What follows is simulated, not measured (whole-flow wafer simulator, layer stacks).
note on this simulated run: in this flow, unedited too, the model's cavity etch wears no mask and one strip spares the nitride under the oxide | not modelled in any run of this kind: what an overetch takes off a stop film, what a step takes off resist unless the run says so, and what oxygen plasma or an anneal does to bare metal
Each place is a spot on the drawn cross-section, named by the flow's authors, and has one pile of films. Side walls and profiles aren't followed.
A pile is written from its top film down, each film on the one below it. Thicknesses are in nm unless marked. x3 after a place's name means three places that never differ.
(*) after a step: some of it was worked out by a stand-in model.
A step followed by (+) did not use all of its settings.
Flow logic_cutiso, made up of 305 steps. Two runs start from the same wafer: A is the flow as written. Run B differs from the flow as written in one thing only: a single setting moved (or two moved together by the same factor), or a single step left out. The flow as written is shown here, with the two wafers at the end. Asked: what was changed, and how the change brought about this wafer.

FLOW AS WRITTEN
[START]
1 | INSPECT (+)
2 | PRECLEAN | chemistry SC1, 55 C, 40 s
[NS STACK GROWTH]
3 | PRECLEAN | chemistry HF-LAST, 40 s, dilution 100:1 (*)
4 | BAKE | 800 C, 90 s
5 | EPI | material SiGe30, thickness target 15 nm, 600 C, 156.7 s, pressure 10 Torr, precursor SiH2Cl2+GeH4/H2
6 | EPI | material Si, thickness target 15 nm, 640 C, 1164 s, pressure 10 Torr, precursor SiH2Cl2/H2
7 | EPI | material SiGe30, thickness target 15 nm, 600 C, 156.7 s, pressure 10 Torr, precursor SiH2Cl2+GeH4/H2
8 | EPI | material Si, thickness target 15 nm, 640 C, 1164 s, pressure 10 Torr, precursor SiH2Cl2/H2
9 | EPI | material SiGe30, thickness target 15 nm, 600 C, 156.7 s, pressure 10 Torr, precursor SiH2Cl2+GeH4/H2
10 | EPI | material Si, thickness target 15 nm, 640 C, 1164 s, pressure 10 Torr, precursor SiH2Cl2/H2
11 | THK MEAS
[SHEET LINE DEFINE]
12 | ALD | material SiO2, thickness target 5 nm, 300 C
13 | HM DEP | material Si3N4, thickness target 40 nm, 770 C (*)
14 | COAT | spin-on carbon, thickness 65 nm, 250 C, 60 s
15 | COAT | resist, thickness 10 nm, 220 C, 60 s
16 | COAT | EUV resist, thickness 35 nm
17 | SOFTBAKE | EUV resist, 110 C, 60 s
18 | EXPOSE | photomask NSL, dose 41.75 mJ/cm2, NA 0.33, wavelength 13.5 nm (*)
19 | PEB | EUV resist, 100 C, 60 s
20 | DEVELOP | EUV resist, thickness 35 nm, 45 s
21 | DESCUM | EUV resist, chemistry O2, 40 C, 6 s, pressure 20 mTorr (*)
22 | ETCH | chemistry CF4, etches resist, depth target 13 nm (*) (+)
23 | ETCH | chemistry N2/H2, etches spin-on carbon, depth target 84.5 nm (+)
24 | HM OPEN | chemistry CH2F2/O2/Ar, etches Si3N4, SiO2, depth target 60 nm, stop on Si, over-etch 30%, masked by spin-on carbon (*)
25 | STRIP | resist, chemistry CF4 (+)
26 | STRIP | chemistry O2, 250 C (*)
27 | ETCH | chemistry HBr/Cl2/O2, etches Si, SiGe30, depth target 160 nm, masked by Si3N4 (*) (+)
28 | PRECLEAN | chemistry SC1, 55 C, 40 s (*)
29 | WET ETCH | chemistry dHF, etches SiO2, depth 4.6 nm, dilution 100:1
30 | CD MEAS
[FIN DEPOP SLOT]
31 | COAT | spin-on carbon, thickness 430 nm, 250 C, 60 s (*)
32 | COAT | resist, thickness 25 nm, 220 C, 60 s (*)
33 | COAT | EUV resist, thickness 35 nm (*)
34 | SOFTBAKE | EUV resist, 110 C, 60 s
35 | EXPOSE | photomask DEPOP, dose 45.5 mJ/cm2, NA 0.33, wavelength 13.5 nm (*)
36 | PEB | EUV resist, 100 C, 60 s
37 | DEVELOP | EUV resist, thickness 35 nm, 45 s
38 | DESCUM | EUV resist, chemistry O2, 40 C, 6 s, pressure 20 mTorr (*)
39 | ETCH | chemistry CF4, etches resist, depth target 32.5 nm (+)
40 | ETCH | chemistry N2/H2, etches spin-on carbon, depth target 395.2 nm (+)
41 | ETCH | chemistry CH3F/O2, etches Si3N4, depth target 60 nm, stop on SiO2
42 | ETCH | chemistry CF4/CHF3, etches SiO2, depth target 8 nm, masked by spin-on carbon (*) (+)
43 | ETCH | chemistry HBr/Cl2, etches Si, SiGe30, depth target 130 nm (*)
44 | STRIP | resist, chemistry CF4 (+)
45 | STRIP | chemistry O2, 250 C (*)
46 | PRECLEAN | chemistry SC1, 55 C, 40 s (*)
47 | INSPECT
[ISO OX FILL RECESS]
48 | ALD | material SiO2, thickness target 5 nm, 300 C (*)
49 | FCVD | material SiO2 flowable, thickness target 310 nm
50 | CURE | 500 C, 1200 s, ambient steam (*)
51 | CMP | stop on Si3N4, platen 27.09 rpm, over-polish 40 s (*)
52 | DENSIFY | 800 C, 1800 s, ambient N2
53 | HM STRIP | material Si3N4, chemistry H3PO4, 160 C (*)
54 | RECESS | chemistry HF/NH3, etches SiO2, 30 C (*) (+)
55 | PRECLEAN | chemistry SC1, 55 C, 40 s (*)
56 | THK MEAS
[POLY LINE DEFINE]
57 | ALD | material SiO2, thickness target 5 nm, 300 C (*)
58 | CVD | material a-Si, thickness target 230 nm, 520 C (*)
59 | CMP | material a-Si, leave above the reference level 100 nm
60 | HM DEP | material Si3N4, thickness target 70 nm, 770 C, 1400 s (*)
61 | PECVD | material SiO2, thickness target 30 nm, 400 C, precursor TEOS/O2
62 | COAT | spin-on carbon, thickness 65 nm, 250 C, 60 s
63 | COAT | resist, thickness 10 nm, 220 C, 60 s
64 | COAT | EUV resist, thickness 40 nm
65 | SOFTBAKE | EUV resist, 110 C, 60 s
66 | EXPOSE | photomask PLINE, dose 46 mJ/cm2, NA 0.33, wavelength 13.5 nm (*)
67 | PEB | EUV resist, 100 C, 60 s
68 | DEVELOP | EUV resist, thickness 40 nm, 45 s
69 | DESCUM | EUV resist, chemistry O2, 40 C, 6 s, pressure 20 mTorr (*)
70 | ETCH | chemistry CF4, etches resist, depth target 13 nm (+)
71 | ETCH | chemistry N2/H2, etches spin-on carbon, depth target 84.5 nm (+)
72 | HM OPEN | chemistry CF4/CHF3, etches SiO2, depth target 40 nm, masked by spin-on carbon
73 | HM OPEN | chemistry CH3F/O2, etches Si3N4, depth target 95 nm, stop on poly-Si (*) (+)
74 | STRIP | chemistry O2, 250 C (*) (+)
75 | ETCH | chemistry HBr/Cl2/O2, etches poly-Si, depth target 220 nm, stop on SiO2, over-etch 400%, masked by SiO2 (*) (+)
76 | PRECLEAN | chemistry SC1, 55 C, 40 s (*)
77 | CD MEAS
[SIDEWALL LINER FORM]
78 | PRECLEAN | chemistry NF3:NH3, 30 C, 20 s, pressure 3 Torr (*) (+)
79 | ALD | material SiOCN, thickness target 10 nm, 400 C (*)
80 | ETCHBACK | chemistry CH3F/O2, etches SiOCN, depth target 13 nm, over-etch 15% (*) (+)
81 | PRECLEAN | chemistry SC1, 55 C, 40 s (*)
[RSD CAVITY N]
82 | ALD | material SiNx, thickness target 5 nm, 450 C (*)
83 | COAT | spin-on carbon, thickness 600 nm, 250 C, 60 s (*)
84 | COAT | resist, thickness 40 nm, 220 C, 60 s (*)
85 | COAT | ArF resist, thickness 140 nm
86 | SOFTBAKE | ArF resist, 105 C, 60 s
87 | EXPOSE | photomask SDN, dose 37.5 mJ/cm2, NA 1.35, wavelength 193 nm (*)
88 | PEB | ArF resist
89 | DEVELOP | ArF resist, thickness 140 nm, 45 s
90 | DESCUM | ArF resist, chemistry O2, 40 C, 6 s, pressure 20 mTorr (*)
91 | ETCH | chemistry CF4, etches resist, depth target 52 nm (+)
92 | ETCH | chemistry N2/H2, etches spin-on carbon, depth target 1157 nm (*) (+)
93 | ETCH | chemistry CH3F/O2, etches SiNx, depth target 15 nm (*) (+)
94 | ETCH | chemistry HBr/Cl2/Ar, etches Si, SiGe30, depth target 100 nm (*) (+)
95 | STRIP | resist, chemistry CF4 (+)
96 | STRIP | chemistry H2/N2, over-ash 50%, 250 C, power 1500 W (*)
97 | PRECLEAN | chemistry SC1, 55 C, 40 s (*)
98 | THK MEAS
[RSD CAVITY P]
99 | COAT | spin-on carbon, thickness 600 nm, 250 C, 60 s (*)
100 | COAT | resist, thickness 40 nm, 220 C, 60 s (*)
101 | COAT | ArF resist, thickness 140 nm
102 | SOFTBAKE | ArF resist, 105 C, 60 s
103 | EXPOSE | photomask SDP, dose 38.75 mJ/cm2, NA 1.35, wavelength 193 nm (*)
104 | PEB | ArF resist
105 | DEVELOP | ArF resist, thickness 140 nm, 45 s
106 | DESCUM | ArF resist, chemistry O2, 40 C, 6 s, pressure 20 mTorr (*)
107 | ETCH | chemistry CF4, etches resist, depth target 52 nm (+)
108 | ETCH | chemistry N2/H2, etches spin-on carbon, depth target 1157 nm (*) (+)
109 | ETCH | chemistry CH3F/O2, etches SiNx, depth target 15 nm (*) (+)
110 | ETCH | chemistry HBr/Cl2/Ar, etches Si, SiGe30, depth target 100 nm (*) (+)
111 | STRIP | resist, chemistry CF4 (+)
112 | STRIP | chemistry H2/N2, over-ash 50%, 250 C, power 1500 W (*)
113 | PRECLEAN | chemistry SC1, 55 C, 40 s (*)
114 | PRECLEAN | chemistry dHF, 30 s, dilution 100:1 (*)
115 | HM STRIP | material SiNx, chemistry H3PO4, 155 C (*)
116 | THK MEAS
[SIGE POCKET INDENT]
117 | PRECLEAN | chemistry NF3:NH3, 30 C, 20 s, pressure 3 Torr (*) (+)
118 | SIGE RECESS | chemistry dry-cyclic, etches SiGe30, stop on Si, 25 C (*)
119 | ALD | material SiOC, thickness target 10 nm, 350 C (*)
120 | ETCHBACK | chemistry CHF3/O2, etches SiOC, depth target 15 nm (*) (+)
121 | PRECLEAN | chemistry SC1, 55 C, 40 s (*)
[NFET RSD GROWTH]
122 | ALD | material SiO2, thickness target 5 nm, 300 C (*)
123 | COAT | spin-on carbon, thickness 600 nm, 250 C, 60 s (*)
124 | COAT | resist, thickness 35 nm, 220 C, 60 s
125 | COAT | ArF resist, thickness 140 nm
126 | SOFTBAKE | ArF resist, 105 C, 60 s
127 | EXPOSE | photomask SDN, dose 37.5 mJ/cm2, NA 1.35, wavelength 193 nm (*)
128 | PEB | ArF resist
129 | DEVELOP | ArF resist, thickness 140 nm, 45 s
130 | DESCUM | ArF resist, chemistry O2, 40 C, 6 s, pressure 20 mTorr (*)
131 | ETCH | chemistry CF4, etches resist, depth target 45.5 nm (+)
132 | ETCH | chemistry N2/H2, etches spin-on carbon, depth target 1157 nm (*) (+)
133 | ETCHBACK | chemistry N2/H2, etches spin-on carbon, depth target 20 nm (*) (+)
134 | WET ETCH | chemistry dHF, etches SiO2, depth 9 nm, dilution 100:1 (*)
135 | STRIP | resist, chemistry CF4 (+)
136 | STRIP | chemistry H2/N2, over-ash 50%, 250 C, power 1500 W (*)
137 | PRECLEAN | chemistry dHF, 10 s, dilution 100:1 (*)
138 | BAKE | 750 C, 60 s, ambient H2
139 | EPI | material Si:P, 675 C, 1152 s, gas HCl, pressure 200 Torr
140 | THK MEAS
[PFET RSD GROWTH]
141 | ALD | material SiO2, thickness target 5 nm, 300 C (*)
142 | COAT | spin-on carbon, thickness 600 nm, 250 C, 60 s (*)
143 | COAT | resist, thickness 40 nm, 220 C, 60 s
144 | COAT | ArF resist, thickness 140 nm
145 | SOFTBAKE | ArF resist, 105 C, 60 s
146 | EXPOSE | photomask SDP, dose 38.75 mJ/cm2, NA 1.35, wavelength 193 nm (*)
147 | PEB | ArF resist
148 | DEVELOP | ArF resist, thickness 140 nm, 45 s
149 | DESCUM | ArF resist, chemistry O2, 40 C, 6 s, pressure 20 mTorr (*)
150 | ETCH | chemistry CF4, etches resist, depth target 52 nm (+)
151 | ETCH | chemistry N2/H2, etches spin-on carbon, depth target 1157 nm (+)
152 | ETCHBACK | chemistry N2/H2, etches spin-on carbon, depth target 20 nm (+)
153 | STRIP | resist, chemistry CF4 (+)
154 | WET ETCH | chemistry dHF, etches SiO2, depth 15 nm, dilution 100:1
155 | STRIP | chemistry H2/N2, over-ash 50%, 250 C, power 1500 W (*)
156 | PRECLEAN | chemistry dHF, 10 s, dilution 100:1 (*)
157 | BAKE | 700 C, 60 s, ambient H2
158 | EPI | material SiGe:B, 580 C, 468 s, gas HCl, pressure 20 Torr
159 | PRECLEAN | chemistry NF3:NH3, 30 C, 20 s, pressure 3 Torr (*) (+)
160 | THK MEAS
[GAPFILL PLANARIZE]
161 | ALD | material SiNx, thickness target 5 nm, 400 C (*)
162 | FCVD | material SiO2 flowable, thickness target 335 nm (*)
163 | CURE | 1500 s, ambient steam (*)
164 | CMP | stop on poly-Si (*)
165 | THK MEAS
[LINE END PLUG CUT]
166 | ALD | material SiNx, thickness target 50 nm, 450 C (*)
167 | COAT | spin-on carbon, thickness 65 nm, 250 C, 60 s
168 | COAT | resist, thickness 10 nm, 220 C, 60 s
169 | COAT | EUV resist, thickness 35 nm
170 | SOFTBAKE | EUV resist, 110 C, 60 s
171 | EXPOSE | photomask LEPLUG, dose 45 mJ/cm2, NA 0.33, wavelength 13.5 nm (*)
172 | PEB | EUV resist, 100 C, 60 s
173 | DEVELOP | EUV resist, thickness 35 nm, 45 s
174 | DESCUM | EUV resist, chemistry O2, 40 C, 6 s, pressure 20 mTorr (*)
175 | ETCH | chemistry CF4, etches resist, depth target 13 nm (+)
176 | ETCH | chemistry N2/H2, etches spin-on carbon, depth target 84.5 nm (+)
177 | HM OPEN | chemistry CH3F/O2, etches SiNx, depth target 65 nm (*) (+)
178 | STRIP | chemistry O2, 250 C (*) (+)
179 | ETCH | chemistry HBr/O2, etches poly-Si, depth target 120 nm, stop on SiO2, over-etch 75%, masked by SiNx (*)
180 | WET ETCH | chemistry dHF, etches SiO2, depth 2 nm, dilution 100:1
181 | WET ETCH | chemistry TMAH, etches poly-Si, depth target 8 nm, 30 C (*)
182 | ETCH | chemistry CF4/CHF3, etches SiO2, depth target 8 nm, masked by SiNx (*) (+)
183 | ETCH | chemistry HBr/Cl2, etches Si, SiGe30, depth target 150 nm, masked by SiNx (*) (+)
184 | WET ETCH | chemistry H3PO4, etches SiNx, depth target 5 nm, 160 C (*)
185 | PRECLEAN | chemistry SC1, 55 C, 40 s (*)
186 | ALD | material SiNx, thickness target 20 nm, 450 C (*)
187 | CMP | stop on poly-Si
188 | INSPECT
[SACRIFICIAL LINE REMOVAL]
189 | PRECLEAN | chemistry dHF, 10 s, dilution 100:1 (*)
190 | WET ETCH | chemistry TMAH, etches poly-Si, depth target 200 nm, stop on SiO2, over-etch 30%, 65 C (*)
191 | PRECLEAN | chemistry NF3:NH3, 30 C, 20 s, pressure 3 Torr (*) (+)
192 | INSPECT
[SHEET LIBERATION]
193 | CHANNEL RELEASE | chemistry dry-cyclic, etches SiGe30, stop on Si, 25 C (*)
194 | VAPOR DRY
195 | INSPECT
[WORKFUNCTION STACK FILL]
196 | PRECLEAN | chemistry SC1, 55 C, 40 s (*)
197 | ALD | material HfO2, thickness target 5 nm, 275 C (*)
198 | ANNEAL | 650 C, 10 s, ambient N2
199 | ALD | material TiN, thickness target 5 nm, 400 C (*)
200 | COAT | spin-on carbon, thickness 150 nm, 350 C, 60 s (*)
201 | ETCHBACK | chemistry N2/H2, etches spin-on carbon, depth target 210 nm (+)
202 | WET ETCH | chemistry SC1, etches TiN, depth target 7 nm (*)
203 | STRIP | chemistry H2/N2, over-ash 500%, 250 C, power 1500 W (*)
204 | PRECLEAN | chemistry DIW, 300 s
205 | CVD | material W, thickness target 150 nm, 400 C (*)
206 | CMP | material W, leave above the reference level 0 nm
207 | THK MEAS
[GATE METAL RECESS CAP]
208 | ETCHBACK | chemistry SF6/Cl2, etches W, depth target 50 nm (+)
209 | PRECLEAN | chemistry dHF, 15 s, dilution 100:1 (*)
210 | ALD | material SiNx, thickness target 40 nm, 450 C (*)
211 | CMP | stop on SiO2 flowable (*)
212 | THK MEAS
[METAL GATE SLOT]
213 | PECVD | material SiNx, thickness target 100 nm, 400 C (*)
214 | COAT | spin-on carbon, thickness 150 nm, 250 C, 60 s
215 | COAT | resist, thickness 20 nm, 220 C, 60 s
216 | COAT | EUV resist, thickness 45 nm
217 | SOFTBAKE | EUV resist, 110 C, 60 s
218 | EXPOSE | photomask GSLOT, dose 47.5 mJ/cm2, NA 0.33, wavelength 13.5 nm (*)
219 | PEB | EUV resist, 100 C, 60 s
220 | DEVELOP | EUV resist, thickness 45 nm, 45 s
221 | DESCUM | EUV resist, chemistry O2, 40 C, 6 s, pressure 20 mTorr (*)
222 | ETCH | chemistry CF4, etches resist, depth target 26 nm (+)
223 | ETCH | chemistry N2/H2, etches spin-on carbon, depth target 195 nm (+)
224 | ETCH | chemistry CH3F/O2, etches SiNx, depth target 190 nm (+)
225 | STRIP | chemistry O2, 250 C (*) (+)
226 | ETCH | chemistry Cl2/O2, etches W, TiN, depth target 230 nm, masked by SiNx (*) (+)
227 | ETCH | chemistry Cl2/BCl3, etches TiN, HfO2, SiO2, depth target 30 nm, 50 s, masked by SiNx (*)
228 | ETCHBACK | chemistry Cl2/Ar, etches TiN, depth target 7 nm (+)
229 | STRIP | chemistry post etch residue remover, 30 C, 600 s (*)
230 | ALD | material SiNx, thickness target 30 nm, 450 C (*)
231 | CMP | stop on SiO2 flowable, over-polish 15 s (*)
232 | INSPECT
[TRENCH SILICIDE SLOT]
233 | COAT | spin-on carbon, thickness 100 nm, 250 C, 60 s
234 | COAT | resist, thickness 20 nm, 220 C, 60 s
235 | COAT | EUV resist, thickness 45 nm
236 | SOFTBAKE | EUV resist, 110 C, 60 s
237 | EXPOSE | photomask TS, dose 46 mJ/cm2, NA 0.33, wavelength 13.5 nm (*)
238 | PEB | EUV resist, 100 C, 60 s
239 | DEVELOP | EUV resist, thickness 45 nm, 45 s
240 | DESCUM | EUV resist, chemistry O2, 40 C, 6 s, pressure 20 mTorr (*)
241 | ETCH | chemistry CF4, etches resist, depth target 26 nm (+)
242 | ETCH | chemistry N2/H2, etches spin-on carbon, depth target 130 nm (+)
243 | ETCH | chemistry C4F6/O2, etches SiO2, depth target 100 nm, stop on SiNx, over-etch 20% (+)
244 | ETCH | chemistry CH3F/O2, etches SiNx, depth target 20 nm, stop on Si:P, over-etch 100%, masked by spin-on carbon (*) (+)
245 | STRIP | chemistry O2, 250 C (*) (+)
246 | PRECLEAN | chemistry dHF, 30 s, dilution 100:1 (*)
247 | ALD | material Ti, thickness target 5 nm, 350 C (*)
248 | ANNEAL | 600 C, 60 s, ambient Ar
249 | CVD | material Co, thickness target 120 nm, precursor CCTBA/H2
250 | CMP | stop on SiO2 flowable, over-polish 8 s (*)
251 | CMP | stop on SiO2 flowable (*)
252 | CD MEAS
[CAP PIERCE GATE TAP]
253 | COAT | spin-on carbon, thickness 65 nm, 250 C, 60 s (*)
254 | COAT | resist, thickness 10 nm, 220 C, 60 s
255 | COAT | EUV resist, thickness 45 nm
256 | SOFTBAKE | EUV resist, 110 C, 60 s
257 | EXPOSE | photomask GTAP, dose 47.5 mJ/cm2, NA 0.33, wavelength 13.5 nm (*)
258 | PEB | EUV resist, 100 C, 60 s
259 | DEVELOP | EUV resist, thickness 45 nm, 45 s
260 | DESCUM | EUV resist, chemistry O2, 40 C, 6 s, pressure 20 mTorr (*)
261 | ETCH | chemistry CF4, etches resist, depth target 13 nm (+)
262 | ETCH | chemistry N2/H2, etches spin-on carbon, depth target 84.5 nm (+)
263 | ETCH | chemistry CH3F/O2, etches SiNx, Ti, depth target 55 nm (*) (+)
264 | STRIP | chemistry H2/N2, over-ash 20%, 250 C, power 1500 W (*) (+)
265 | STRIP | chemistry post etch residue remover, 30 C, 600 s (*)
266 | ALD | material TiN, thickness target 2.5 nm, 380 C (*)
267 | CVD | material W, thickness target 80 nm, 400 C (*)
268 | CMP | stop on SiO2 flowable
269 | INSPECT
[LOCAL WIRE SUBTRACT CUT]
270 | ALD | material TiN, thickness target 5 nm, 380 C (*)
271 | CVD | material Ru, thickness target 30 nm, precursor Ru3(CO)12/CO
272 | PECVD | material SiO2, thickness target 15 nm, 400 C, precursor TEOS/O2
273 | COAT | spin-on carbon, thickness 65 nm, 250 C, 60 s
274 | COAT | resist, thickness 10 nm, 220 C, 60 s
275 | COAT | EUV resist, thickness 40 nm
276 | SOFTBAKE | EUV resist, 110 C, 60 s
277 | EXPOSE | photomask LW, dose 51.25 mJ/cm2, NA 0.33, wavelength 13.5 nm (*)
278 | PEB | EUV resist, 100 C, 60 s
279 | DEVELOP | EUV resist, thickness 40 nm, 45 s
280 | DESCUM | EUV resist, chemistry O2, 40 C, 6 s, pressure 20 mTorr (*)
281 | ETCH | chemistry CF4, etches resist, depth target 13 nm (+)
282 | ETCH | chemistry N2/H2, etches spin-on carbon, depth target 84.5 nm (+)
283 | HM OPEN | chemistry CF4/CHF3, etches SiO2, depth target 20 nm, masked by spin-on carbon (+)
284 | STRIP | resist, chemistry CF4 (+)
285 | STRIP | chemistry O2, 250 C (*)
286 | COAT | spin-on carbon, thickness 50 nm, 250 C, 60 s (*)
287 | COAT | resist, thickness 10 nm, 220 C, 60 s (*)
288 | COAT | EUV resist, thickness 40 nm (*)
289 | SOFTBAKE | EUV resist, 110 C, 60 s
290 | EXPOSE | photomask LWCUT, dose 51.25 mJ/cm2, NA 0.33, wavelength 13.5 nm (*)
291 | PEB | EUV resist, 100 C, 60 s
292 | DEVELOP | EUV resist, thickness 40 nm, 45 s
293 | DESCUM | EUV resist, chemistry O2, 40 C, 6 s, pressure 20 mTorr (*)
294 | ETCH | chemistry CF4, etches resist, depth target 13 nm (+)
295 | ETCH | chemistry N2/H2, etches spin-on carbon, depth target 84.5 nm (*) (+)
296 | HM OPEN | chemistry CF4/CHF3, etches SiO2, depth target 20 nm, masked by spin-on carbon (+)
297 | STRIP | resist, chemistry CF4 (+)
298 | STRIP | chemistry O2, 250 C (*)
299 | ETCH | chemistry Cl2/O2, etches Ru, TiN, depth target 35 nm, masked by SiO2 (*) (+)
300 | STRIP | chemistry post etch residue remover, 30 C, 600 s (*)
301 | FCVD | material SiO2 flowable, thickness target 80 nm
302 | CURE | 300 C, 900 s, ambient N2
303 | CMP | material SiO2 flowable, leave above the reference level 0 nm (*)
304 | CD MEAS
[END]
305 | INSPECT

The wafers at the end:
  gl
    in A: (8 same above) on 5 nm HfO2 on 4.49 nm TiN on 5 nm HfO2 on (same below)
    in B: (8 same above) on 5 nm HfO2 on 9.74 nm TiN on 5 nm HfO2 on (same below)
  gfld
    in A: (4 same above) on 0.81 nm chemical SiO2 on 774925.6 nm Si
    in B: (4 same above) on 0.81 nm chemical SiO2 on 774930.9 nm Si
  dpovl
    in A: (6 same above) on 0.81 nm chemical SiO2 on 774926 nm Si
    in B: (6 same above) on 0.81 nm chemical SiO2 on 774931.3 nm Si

Cause: step 9, EPI: thickness target 20.2 nm was run, though the flow has thickness target 15 nm; step 9, EPI: 211.5 s was run, where the flow has 156.7 s.

Step by step, how the change led to this:
  9 | EPI | material SiGe30, thickness target 15 nm, 600 C, 156.7 s, pressure 10 Torr, precursor SiH2Cl2+GeH4/H2
      depop, dpovl, gfld and 19 more: A +15 SiGe30 (new film) | B +20.3 SiGe30 (new film)
  27 | ETCH | chemistry HBr/Cl2/O2, etches Si, SiGe30, depth target 160 nm, masked by Si3N4 (*) (+)
      gfld, gxf, iso, lnri: A -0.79 chemical SiO2 (all of it), -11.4 Si (all of it), -15 SiGe30 (all of it), -15 Si (all of it), -15 SiGe30 (all of it), -15 Si (all of it), -15 SiGe30 (all of it), -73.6 Si | B -0.79 chemical SiO2 (all of it), -11.4 Si (all of it), -20.3 SiGe30 (all of it), -15 Si (all of it), -15 SiGe30 (all of it), -15 Si (all of it), -15 SiGe30 (all of it), -68.4 Si
      dpovl, nsgap: A -0.79 chemical SiO2 (all of it), -11.8 Si (all of it), -15 SiGe30 (all of it), -15 Si (all of it), -15 SiGe30 (all of it), -15 Si (all of it), -15 SiGe30 (all of it), -73.2 Si | B -0.79 chemical SiO2 (all of it), -11.8 Si (all of it), -20.3 SiGe30 (all of it), -15 Si (all of it), -15 SiGe30 (all of it), -15 Si (all of it), -15 SiGe30 (all of it), -68 Si
      (and at 1 other place as well)
  43 | ETCH | chemistry HBr/Cl2, etches Si, SiGe30, depth target 130 nm (*)
      depop: A -14 Si (all of it), -15 SiGe30 (all of it), -15 Si (all of it), -15 SiGe30 (all of it), -15 Si (all of it), -15 SiGe30 (all of it), -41 Si | B -14 Si (all of it), -20.3 SiGe30 (all of it), -15 Si (all of it), -15 SiGe30 (all of it), -15 Si (all of it), -15 SiGe30 (all of it), -35.7 Si
  94 | ETCH | chemistry HBr/Cl2/Ar, etches Si, SiGe30, depth target 100 nm (*) (+)
      rsdn, rsdx: A -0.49 chemical SiO2 (all of it), -12.8 Si (all of it), -15 SiGe30 (all of it), -15 Si (all of it), -15 SiGe30 (all of it), -15 Si (all of it), -15 SiGe30 (all of it), -12.2 Si | B -0.49 chemical SiO2 (all of it), -12.8 Si (all of it), -20.3 SiGe30 (all of it), -15 Si (all of it), -15 SiGe30 (all of it), -15 Si (all of it), -15 SiGe30 (all of it), -6.91 Si
  110 | ETCH | chemistry HBr/Cl2/Ar, etches Si, SiGe30, depth target 100 nm (*) (+)
      rsdp, rsdw: A -0.49 chemical SiO2 (all of it), -12.8 Si (all of it), -15 SiGe30 (all of it), -15 Si (all of it), -15 SiGe30 (all of it), -15 Si (all of it), -15 SiGe30 (all of it), -12.2 Si | B -0.49 chemical SiO2 (all of it), -12.8 Si (all of it), -20.3 SiGe30 (all of it), -15 Si (all of it), -15 SiGe30 (all of it), -15 Si (all of it), -15 SiGe30 (all of it), -6.91 Si
  118 | SIGE RECESS | chemistry dry-cyclic, etches SiGe30, stop on Si, 25 C (*)
      lnr, lnrp, lnrt: A -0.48 SiOCN, -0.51 Si, +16 cavity (new film), -15 SiGe30 (all of it), -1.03 Si, +16 cavity (new film), -15 SiGe30 (all of it), -1.03 Si, +16 cavity (new film), -15 SiGe30 (all of it), -0.51 Si | B -0.48 SiOCN, -0.51 Si, +21.3 cavity (new film), -20.3 SiGe30 (all of it), -1.03 Si, +16 cavity (new film), -15 SiGe30 (all of it), -1.03 Si, +16 cavity (new film), -15 SiGe30 (all of it), -0.51 Si
  119 | ALD | material SiOC, thickness target 10 nm, 350 C (*)
      lnr, lnrp, lnrt: A +10 SiOC (new film), +16 SiOC (new film), -16 cavity (all of it), +16 SiOC (new film), -16 cavity (all of it), +16 SiOC (new film), -16 cavity (all of it) | B +10 SiOC (new film), +21.3 SiOC (new film), -21.3 cavity (all of it), +16 SiOC (new film), -16 cavity (all of it), +16 SiOC (new film), -16 cavity (all of it)
  183 | ETCH | chemistry HBr/Cl2, etches Si, SiGe30, depth target 150 nm, masked by SiNx (*) (+)
      plug: A -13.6 Si (all of it), -15 SiGe30 (all of it), -15 Si (all of it), -15 SiGe30 (all of it), -15 Si (all of it), -15 SiGe30 (all of it), -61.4 Si | B -13.6 Si (all of it), -20.3 SiGe30 (all of it), -15 Si (all of it), -15 SiGe30 (all of it), -15 Si (all of it), -15 SiGe30 (all of it), -56.2 Si
  193 | CHANNEL RELEASE | chemistry dry-cyclic, etches SiGe30, stop on Si, 25 C (*)
      gl, glp, gxn, gxp, ns, tap: A +0.8 chemical SiO2 (new film), -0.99 Si, +0.8 chemical SiO2 (new film), +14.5 cavity (new film), +0.8 chemical SiO2 (new film), -15 SiGe30 (all of it), -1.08 Si, +0.8 chemical SiO2 (new film), +14.5 cavity (new film), +0.8 chemical SiO2 (new film), -15 SiGe30 (all of it), -1.08 Si, +0.8 chemical SiO2 (new film), +14.5 cavity (new film), +0.8 chemical SiO2 (new film), -15 SiGe30 (all of it), -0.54 Si | B +0.8 chemical SiO2 (new film), -0.99 Si, +0.8 chemical SiO2 (new film), +19.7 cavity (new film), +0.8 chemical SiO2 (new film), -20.3 SiGe30 (all of it), -1.08 Si, +0.8 chemical SiO2 (new film), +14.5 cavity (new film), +0.8 chemical SiO2 (new film), -15 SiGe30 (all of it), -1.08 Si, +0.8 chemical SiO2 (new film), +14.5 cavity (new film), +0.8 chemical SiO2 (new film), -15 SiGe30 (all of it), -0.54 Si
  199 | ALD | material TiN, thickness target 5 nm, 400 C (*)
      gl, glp, tap: A +5.26 TiN (new film), +4.49 TiN (new film), -4.49 cavity (all of it), +4.49 TiN (new film), -4.49 cavity (all of it), +4.49 TiN (new film), -4.49 cavity (all of it) | B +5.26 TiN (new film), +9.74 TiN (new film), -9.74 cavity (all of it), +4.49 TiN (new film), -4.49 cavity (all of it), +4.49 TiN (new film), -4.49 cavity (all of it)
      gxn, gxp, ns: A +5 TiN (new film), +4.49 TiN (new film), -4.49 cavity (all of it), +4.49 TiN (new film), -4.49 cavity (all of it), +4.49 TiN (new film), -4.49 cavity (all of it) | B +5 TiN (new film), +9.74 TiN (new film), -9.74 cavity (all of it), +4.49 TiN (new film), -4.49 cavity (all of it), +4.49 TiN (new film), -4.49 cavity (all of it)
